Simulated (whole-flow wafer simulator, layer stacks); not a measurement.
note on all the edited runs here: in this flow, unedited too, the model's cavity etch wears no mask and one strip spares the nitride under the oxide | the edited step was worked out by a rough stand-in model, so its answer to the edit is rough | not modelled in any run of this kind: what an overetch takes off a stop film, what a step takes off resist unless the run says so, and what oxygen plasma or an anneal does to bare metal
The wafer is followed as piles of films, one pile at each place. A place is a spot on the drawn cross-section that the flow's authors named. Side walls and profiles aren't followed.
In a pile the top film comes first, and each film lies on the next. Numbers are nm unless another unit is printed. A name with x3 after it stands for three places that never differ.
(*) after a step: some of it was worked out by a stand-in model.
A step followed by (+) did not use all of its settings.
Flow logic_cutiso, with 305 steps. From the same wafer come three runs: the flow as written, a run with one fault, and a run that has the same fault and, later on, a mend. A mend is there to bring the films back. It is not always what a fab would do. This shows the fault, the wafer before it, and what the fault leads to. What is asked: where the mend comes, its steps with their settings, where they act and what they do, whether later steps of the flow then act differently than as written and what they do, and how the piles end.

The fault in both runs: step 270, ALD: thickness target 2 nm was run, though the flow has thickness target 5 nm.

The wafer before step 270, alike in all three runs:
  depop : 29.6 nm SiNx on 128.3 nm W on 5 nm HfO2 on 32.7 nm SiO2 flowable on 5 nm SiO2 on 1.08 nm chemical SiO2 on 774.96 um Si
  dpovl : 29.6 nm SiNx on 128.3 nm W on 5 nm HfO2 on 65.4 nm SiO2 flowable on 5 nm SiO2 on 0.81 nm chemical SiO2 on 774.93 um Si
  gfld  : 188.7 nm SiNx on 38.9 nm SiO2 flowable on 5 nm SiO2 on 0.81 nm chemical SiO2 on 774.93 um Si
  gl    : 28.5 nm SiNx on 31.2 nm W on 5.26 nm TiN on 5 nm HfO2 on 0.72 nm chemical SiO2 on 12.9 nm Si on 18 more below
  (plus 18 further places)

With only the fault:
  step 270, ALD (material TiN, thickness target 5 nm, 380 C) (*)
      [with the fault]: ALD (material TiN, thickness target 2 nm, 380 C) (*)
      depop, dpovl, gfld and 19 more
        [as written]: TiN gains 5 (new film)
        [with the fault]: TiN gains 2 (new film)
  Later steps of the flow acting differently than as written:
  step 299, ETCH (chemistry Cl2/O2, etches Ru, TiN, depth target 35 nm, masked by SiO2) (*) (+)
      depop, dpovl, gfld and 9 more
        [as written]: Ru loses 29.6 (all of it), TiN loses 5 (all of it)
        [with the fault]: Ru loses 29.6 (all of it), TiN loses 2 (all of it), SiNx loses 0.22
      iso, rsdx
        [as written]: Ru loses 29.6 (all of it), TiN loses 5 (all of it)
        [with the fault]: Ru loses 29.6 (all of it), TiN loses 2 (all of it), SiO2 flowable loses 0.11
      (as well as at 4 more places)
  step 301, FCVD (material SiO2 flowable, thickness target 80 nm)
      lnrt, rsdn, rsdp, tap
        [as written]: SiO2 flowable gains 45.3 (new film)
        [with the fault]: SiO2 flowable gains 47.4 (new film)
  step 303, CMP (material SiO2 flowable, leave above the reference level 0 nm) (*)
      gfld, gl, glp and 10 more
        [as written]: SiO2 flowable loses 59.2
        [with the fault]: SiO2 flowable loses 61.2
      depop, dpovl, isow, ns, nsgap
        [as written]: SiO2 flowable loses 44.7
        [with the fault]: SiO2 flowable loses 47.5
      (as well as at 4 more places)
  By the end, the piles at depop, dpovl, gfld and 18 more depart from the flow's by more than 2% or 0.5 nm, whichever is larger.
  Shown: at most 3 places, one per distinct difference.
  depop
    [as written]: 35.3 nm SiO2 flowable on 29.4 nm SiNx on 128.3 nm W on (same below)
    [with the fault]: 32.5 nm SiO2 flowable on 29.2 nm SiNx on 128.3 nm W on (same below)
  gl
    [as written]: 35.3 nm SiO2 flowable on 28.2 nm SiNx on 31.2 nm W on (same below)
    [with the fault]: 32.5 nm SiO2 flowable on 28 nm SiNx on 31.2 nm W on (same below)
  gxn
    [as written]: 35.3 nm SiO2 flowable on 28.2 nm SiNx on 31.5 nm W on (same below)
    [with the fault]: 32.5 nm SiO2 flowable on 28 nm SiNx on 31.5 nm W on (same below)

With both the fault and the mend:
  The mend follows step 270.
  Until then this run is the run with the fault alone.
  step 270a, ALD (material TiN, thickness target 3 nm, 380 C) (*) (the flow's step 270, run once more with other settings)
      depop, dpovl, gfld and 19 more
        TiN gains 3
  None of the later steps of the flow acts differently than as written at any place that is followed.
  The piles end the same as the flow's at every place that both follow.
